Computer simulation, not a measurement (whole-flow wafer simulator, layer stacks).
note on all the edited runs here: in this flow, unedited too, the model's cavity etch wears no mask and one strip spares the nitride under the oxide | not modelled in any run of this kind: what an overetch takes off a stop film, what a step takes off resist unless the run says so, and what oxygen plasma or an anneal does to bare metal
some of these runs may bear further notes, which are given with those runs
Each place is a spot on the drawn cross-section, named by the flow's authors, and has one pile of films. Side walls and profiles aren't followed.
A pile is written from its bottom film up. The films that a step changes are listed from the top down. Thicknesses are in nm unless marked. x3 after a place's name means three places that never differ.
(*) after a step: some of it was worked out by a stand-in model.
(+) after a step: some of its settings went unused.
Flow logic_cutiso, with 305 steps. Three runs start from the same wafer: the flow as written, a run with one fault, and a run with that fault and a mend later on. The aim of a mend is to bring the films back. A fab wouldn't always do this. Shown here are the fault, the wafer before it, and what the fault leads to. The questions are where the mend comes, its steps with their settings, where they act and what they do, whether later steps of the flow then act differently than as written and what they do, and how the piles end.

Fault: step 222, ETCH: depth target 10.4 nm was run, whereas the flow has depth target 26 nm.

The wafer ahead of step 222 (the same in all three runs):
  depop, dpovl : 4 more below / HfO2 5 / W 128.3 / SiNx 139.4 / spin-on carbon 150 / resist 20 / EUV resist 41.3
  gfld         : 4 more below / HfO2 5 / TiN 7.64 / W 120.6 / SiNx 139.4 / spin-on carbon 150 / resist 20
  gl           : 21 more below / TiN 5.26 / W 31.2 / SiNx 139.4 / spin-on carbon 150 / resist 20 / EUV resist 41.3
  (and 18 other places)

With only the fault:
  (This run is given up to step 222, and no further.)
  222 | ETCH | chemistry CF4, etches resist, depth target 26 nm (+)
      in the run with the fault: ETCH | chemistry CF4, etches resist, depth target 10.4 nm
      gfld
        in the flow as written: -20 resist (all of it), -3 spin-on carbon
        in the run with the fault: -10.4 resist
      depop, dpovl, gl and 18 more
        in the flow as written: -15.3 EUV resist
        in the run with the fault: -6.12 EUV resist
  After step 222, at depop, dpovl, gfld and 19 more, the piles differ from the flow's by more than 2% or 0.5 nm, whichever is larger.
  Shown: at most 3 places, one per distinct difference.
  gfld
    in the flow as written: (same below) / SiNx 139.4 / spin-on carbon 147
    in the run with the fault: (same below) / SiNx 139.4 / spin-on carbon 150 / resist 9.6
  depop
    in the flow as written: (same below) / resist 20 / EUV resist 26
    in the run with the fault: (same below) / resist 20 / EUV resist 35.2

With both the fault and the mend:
  After step 222 comes the mend.
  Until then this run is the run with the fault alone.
  222a | ETCH | chemistry CF4, etches resist, depth target 15.6 nm (*) (+) (the flow's step 222 again, with other settings)
      depop, dpovl, gl and 18 more
        -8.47 EUV resist
      gfld
        -9.6 resist (all of it), -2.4 spin-on carbon
  Steps later in the flow that act otherwise than as written (3 other steps are not shown; they differ only slightly, by no more than 2% or 0.5 nm, whichever is larger):
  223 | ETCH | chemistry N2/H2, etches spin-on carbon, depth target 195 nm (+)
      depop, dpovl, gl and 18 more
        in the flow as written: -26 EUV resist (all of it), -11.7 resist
        in the run with the mend: -26.7 EUV resist (all of it), -11.7 resist
  At every place that both follow, the piles at the end match the flow's.
